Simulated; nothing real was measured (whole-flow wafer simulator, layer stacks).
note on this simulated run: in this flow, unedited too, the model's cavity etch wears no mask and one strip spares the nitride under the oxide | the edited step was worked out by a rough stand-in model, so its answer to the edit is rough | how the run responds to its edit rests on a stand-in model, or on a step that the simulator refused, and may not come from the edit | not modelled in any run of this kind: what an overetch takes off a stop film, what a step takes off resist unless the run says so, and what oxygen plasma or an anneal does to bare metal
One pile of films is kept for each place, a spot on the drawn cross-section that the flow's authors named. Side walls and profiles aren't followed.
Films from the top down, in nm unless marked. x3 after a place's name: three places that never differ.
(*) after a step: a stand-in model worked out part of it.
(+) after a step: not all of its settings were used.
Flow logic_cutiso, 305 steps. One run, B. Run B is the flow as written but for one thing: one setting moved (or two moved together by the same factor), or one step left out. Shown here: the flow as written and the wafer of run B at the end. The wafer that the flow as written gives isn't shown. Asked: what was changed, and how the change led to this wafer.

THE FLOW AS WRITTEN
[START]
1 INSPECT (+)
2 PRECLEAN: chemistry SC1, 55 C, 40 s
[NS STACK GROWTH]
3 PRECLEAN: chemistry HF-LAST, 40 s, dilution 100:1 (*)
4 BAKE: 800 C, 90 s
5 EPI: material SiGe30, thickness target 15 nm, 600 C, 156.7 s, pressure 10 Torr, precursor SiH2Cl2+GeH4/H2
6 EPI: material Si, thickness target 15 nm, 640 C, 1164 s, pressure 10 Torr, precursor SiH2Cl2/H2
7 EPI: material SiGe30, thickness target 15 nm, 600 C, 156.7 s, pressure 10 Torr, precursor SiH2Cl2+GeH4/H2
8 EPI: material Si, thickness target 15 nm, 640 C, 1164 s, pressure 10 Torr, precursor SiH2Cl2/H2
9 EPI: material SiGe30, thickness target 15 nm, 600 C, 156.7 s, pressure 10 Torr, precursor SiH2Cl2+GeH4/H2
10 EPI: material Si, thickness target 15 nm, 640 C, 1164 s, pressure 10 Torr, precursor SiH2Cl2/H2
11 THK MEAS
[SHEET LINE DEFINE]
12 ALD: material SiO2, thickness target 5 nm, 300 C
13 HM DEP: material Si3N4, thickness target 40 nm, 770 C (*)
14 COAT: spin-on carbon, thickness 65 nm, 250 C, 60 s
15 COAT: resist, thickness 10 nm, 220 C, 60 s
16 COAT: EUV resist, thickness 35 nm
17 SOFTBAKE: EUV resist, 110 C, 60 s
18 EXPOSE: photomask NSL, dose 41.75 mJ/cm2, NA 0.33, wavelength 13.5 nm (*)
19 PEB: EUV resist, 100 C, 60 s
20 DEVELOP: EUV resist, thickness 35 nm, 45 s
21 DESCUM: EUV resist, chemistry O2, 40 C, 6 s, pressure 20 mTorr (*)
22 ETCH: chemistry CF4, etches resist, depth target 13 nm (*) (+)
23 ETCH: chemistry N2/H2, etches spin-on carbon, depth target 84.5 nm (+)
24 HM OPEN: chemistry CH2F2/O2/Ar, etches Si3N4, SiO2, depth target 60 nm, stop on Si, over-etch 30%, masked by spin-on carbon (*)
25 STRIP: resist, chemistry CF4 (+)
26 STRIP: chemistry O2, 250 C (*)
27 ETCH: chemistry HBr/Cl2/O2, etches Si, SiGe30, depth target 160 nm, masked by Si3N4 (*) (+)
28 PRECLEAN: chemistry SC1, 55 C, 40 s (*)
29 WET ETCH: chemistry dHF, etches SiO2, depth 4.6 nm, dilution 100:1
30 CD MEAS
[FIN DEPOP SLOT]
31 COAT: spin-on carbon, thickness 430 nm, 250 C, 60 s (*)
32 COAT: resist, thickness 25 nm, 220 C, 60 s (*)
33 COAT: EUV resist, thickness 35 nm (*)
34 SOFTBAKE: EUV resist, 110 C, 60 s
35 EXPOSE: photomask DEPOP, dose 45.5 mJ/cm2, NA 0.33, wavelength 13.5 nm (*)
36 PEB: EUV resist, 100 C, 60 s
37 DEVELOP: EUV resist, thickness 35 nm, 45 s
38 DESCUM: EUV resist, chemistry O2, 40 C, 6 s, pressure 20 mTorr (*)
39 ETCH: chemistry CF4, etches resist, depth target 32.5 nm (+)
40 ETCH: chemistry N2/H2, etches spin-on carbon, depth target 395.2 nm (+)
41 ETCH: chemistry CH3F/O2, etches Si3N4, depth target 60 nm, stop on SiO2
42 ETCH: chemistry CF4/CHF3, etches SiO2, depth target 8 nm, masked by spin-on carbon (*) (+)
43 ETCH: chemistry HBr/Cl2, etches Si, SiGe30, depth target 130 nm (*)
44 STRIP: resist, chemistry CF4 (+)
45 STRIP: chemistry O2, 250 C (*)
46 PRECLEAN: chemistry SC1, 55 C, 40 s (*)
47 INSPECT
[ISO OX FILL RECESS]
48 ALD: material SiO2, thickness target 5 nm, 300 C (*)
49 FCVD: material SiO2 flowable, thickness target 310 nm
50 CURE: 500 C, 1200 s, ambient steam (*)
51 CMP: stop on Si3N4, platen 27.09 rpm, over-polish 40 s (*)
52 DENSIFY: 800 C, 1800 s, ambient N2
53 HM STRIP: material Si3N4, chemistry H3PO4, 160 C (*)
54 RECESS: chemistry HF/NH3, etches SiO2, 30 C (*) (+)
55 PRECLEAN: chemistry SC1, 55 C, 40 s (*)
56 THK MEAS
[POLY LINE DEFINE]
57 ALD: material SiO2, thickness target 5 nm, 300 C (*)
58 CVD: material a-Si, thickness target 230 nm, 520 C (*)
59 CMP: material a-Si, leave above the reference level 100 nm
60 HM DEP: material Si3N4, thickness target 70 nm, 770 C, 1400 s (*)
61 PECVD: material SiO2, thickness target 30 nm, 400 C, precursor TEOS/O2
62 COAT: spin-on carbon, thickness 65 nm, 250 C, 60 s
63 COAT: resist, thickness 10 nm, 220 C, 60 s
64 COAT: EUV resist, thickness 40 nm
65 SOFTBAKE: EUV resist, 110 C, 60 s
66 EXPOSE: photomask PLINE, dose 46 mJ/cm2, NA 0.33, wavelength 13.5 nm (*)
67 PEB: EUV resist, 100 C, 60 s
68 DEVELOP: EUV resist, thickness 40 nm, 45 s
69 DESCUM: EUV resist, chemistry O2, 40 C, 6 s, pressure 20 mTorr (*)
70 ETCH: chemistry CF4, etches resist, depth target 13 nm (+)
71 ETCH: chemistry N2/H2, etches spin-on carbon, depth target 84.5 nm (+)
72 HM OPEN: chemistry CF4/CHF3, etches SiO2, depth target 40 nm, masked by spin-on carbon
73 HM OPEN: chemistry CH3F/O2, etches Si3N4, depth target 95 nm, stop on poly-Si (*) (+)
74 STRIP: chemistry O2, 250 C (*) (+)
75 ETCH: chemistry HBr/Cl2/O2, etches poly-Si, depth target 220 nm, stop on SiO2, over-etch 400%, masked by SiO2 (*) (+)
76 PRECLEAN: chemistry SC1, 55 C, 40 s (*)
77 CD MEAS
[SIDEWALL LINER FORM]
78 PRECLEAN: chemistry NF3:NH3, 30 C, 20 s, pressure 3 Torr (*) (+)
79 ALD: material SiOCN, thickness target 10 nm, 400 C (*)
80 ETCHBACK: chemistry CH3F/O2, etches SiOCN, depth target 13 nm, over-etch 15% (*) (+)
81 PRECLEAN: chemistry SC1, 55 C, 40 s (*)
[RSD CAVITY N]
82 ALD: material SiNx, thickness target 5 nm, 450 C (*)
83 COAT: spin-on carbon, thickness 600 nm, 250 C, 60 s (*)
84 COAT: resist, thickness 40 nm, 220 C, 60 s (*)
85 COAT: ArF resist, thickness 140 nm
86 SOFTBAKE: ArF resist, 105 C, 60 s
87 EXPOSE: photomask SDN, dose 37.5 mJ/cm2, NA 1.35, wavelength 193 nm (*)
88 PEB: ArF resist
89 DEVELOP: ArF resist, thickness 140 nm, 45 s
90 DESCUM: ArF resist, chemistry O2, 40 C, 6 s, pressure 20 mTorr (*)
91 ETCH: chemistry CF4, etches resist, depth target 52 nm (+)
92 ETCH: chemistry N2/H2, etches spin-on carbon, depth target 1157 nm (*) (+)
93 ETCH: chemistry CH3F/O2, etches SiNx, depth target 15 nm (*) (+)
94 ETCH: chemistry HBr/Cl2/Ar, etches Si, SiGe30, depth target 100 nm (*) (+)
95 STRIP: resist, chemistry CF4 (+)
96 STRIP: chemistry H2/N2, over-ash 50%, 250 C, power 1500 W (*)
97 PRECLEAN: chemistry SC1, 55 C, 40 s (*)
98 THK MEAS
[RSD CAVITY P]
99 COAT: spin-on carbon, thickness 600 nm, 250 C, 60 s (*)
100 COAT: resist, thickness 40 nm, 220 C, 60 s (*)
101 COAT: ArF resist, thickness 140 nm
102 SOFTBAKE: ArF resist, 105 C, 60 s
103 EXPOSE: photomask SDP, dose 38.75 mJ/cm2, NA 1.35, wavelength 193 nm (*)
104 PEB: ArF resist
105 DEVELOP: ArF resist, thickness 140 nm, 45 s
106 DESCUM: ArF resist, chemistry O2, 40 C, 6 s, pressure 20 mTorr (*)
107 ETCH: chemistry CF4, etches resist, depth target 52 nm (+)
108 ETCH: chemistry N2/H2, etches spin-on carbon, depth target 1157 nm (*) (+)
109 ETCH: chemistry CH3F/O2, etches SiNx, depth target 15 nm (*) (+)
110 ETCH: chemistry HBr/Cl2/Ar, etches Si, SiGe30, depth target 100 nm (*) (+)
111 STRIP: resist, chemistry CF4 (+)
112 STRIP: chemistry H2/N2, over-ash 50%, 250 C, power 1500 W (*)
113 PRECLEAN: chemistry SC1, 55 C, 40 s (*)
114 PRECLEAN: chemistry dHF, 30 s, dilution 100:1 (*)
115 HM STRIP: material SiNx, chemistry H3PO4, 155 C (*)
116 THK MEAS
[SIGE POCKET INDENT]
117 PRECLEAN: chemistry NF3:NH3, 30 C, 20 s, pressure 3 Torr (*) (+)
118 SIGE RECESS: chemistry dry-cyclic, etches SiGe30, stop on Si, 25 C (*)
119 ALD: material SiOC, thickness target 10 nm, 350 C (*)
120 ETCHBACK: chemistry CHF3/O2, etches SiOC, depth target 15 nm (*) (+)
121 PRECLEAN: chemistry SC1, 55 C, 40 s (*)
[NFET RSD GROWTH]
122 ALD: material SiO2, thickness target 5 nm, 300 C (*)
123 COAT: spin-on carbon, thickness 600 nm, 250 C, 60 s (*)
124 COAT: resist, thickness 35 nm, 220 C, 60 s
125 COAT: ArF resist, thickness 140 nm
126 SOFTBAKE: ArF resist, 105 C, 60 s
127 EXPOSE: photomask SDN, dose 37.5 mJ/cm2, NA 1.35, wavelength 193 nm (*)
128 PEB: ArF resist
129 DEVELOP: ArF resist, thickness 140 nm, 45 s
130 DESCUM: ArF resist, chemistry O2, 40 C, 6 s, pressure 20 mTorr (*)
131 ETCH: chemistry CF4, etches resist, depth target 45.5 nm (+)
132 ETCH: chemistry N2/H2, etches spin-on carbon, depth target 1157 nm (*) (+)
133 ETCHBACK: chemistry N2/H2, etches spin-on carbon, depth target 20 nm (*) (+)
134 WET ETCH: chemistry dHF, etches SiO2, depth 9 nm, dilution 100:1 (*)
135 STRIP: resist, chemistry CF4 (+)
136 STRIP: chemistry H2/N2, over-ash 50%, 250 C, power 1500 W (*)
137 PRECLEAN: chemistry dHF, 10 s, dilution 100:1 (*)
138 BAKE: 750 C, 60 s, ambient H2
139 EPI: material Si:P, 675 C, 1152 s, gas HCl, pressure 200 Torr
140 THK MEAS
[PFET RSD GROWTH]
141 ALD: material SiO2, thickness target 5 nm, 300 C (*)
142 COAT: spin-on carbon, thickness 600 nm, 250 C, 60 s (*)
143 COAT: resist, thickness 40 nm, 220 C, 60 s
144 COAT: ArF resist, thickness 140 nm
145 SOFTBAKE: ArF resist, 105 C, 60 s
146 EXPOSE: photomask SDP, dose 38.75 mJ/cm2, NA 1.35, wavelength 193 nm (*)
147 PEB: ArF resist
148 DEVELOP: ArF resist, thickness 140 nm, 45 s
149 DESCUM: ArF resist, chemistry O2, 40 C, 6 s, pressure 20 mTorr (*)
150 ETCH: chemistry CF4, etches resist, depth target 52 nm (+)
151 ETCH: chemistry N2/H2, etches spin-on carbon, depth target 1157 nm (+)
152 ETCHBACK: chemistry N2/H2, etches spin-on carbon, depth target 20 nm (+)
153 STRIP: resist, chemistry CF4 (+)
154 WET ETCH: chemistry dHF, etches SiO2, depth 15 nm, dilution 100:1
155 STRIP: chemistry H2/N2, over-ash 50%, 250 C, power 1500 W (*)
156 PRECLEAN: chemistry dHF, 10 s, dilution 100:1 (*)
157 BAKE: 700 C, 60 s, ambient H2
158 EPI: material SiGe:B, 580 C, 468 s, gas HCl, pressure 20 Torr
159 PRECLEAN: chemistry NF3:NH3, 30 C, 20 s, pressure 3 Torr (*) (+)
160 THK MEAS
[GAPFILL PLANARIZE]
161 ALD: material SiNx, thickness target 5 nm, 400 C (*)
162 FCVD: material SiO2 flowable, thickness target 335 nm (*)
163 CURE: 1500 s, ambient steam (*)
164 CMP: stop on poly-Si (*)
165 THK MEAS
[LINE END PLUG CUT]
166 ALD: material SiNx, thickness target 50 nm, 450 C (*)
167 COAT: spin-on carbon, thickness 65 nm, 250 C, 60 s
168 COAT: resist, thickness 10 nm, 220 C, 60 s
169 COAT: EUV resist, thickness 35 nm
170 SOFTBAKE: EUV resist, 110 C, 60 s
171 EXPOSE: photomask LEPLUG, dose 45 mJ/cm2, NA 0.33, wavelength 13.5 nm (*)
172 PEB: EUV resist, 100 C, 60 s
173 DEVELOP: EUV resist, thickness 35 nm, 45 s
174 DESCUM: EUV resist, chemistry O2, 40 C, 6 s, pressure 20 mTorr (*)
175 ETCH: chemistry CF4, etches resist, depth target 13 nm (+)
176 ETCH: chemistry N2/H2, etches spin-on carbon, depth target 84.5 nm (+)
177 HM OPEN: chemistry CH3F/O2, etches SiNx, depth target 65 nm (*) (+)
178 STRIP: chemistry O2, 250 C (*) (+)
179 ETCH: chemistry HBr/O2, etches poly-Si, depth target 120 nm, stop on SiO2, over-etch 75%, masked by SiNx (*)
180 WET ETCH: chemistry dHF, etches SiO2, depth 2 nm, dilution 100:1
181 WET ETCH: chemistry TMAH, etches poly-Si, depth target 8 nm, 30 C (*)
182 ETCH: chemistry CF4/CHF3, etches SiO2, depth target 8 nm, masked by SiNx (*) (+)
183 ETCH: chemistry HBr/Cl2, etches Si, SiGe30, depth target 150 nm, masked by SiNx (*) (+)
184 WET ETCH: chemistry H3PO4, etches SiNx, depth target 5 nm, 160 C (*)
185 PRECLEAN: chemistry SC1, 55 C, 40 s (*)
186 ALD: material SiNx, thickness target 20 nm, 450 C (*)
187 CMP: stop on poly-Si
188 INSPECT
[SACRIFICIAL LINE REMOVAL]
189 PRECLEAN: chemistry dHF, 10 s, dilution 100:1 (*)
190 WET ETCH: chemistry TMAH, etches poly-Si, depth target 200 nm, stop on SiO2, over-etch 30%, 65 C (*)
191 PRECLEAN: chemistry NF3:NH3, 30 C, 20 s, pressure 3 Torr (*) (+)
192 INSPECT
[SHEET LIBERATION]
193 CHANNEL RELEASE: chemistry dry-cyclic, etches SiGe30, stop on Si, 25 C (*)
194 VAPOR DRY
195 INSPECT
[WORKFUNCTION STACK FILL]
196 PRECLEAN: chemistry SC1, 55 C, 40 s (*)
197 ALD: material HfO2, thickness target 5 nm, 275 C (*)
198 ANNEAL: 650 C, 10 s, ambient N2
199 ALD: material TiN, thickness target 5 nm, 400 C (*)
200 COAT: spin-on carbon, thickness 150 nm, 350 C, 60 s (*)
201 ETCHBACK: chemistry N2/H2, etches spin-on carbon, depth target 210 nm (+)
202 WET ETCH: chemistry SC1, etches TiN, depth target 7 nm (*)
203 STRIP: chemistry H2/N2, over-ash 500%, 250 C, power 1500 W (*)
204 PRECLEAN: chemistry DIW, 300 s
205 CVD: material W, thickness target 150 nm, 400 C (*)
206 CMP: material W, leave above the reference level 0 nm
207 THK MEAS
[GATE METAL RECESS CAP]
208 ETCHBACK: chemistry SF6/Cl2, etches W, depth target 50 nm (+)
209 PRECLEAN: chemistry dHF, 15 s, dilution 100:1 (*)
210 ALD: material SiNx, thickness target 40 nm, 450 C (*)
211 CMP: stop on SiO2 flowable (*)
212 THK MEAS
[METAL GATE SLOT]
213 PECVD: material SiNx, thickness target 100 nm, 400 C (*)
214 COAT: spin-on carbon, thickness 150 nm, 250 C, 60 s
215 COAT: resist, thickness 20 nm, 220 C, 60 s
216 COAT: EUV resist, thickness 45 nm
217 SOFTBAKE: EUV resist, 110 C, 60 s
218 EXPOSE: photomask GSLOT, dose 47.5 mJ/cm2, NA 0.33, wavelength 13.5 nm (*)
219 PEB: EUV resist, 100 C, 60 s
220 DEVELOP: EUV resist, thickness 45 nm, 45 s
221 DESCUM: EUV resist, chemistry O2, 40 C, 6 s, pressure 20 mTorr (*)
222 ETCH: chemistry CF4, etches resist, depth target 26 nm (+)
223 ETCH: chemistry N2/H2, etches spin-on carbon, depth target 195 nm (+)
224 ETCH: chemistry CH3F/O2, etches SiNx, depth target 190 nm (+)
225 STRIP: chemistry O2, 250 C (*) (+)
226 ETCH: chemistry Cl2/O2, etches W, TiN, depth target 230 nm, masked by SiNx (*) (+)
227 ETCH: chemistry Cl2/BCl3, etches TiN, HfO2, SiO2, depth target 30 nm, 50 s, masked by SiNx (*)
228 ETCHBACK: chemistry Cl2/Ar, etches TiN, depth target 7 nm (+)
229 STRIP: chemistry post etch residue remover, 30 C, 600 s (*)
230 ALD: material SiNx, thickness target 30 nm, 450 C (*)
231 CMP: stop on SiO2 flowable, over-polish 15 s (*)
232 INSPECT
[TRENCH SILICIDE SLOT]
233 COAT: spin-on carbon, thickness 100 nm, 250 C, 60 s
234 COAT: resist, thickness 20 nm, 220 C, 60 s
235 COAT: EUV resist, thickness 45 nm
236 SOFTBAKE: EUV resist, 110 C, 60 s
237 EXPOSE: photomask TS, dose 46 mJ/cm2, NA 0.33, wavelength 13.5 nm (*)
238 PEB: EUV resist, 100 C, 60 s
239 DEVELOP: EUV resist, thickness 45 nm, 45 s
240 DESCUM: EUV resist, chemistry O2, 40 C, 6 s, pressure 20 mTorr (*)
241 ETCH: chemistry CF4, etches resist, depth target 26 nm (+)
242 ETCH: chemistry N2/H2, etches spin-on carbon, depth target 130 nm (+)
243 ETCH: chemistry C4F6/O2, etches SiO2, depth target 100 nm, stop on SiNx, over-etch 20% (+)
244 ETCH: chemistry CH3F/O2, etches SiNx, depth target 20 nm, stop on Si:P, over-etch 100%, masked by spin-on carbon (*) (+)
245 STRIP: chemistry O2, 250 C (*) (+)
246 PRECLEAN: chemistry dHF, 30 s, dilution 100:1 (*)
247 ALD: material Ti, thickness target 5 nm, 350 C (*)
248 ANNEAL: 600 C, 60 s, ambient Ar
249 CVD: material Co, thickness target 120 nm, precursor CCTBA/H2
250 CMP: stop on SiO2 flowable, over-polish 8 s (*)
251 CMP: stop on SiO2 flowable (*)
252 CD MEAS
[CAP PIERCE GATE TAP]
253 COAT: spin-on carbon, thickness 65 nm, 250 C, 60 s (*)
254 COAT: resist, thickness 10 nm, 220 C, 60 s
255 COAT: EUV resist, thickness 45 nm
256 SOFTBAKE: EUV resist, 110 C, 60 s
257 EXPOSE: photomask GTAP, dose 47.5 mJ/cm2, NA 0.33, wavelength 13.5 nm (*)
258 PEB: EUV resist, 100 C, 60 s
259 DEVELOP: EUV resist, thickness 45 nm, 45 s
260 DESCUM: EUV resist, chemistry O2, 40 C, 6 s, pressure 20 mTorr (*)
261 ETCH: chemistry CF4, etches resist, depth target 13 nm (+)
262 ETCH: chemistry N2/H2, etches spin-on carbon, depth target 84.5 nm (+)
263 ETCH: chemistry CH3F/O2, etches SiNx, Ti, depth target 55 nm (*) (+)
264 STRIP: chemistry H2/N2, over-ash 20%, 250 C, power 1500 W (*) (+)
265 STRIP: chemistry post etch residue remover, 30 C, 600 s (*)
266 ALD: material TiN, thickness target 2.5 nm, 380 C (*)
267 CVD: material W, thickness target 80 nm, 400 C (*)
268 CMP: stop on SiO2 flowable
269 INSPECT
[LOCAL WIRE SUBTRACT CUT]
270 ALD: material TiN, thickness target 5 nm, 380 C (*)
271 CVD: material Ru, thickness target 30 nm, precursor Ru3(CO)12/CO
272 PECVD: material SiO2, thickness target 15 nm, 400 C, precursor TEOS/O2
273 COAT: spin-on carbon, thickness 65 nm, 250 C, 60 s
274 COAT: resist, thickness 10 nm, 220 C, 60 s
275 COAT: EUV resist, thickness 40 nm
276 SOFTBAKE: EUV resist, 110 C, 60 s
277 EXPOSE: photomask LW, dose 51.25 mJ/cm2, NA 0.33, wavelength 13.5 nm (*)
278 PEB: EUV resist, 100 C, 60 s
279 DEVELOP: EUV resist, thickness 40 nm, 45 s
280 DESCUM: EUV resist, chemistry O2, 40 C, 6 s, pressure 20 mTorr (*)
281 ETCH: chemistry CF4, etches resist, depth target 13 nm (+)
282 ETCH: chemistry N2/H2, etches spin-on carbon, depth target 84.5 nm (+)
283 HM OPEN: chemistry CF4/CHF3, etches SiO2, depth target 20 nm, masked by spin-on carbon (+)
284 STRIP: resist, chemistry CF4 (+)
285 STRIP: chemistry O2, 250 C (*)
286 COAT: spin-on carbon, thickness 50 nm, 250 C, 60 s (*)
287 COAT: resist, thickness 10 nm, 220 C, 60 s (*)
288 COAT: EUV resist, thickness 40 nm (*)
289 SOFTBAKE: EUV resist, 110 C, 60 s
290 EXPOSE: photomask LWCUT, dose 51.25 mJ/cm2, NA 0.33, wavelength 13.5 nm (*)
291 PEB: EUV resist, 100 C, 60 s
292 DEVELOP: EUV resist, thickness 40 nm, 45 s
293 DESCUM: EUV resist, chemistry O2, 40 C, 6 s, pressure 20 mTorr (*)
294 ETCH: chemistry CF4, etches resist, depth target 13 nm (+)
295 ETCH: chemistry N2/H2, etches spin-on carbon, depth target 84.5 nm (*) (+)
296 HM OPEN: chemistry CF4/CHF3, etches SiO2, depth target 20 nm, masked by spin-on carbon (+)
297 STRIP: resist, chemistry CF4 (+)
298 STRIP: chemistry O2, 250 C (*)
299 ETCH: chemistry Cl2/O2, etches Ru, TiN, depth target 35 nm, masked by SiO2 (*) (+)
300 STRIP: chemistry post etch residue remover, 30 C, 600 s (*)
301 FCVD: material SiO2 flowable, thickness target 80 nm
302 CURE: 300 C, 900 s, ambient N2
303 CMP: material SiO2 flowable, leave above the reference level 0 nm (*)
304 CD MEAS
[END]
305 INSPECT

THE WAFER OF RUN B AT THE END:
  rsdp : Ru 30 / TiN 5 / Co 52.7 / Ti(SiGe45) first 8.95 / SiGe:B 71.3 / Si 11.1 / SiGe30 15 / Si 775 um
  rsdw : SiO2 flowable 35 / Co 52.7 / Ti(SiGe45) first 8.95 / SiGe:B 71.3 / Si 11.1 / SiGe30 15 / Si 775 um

The cause: step 110, ETCH: depth target 60 nm was run, where the flow has depth target 100 nm.

How the change led to this, step by step:
  110 ETCH: chemistry HBr/Cl2/Ar, etches Si, SiGe30, depth target 100 nm (*) (+)
      rsdp, rsdw: chemical SiO2 -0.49 (all of it), Si -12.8 (all of it), SiGe30 -15 (all of it), Si -15 (all of it), SiGe30 -15 (all of it), Si -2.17 (as written it would be: chemical SiO2 -0.49 (all of it), Si -12.8 (all of it), SiGe30 -15 (all of it), Si -15 (all of it), SiGe30 -15 (all of it), Si -15 (all of it), SiGe30 -15 (all of it), Si -12.2)
  120 ETCHBACK: chemistry CHF3/O2, etches SiOC, depth target 15 nm (*) (+)
      rsdp, rsdw: SiOC -10 (all of it), Si -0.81 (as written it would be: SiOC -10 (all of it))
  123 COAT: spin-on carbon, thickness 600 nm, 250 C, 60 s (*)
      rsdp, rsdw: spin-on carbon +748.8 (new film) (as written it would be: spin-on carbon +783.2 (new film))
  136 STRIP: chemistry H2/N2, over-ash 50%, 250 C, power 1500 W (*)
      rsdp, rsdw: spin-on carbon -748.8 (all of it) (as written it would be: spin-on carbon -783.2 (all of it))
  142 COAT: spin-on carbon, thickness 600 nm, 250 C, 60 s (*)
      rsdp: spin-on carbon +771.5 (new film) (as written it would be: spin-on carbon +806.8 (new film))
      rsdw: spin-on carbon +771.5 (new film) (as written it would be: spin-on carbon +806.7 (new film))
  151 ETCH: chemistry N2/H2, etches spin-on carbon, depth target 1157 nm (+)
      rsdp, rsdw: spin-on carbon -765.5 (all of it), SiO2 -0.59 (as written it would be: spin-on carbon -800.8 (all of it))
  154 WET ETCH: chemistry dHF, etches SiO2, depth 15 nm, dilution 100:1
      rsdp: SiO2 -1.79 (all of it), chemical SiO2 -0.49 (all of it) (as written it would be: SiO2 -2.75 (all of it), chemical SiO2 -0.49 (all of it))
      rsdw: SiO2 -1.22 (all of it), chemical SiO2 -0.49 (all of it) (as written it would be: SiO2 -2.25 (all of it), chemical SiO2 -0.49 (all of it))
  158 EPI: material SiGe:B, 580 C, 468 s, gas HCl, pressure 20 Torr
      rsdp, rsdw: SiGe:B +77.8 (new film) (as written it would be: SiGe:B +116.8 (new film))
